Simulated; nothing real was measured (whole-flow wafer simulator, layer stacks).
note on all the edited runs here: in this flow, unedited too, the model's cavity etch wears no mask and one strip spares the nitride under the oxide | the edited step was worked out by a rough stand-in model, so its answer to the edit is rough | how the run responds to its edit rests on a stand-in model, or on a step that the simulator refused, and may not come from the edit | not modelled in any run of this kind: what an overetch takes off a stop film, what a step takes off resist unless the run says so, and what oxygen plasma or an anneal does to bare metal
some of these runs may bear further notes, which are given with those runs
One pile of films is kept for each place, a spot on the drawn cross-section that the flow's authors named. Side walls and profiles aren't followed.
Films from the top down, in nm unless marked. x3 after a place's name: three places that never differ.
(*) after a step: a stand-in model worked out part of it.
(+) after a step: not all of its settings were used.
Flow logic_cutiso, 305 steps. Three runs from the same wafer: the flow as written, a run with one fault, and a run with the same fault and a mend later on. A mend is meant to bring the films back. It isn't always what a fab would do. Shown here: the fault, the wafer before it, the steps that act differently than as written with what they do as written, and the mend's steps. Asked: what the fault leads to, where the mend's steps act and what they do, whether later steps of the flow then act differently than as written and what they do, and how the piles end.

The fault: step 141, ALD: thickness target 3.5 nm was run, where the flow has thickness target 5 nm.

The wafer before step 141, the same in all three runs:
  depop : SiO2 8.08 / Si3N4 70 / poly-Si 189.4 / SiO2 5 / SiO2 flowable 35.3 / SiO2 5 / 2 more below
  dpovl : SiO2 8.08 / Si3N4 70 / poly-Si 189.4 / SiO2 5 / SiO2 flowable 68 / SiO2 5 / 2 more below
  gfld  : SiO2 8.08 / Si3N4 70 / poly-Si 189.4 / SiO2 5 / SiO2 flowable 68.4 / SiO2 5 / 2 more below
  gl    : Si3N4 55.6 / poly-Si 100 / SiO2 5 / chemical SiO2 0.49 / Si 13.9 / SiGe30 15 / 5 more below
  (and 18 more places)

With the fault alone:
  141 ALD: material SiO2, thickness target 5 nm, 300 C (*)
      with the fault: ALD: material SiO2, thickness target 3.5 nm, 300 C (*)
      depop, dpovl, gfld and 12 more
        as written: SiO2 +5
        with the fault: SiO2 +3.5
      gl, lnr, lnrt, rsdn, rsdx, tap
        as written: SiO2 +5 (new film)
        with the fault: SiO2 +3.5 (new film)
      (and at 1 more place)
  Later steps of the flow that act differently than as written (26 more steps differ only slightly, by at most 2% or 0.5 nm, whichever is larger, and aren't shown):
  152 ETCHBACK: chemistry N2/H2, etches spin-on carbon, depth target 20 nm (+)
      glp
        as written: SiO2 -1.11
        with the fault: SiO2 -0.97 (all of it), Si3N4 -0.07
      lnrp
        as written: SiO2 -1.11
        with the fault: SiO2 -0.86 (all of it), SiOCN -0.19
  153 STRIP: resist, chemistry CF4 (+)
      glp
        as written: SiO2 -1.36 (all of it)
        with the fault: Si3N4 -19
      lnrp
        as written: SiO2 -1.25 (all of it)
        with the fault: SiOCN -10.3
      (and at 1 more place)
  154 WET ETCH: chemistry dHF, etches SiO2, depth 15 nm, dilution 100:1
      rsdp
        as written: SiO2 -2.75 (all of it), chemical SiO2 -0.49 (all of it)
        with the fault: SiO2 -1.12 (all of it), chemical SiO2 -0.49 (all of it)
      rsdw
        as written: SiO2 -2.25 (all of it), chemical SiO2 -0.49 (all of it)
        with the fault: SiO2 -0.63 (all of it), chemical SiO2 -0.49 (all of it)
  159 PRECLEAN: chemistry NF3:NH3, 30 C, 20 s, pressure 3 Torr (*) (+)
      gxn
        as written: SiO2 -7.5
        with the fault: SiO2 -1.98 (all of it), Si3N4 -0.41
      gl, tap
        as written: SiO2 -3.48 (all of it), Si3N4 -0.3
        with the fault: SiO2 -1.98 (all of it), Si3N4 -0.41
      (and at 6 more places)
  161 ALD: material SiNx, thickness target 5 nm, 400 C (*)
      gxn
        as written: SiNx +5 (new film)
        with the fault: SiNx +10 (new film)
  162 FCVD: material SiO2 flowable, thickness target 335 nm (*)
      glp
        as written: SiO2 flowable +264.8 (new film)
        with the fault: SiO2 flowable +280.1 (new film)
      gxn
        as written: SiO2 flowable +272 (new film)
        with the fault: SiO2 flowable +264.7 (new film)
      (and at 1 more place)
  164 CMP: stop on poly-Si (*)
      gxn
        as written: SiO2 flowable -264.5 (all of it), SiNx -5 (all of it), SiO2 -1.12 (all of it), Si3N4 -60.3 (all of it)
        with the fault: SiO2 flowable -257.3 (all of it), SiNx -10 (all of it), Si3N4 -59.9 (all of it)
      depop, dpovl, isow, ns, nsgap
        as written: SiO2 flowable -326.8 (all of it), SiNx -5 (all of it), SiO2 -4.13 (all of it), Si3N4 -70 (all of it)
        with the fault: SiO2 flowable -326.8 (all of it), SiNx -5 (all of it), SiO2 -2.62 (all of it), Si3N4 -70 (all of it)
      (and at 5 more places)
  At the end the piles differ from the flow's by more than 2% or 0.5 nm, whichever is larger, at iso.
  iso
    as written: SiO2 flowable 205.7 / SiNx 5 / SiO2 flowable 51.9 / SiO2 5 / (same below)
    with the fault: SiO2 flowable 207.4 / SiNx 5 / SiO2 flowable 50.3 / SiO2 5 / (same below)

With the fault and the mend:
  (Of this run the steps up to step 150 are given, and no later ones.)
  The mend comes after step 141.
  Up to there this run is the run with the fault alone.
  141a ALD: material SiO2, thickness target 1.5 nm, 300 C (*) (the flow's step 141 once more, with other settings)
      depop, dpovl, gfld and 18 more
        SiO2 +1.5
      gxn
        SiO2 +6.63
  No later step of the flow up to step 150 acts differently than as written, at any place that is followed, by more than 2% or 0.5 nm, whichever is larger.
  After step 150 the piles differ from the flow's only slightly at the places that both follow, by at most 2% or 0.5 nm, whichever is larger.
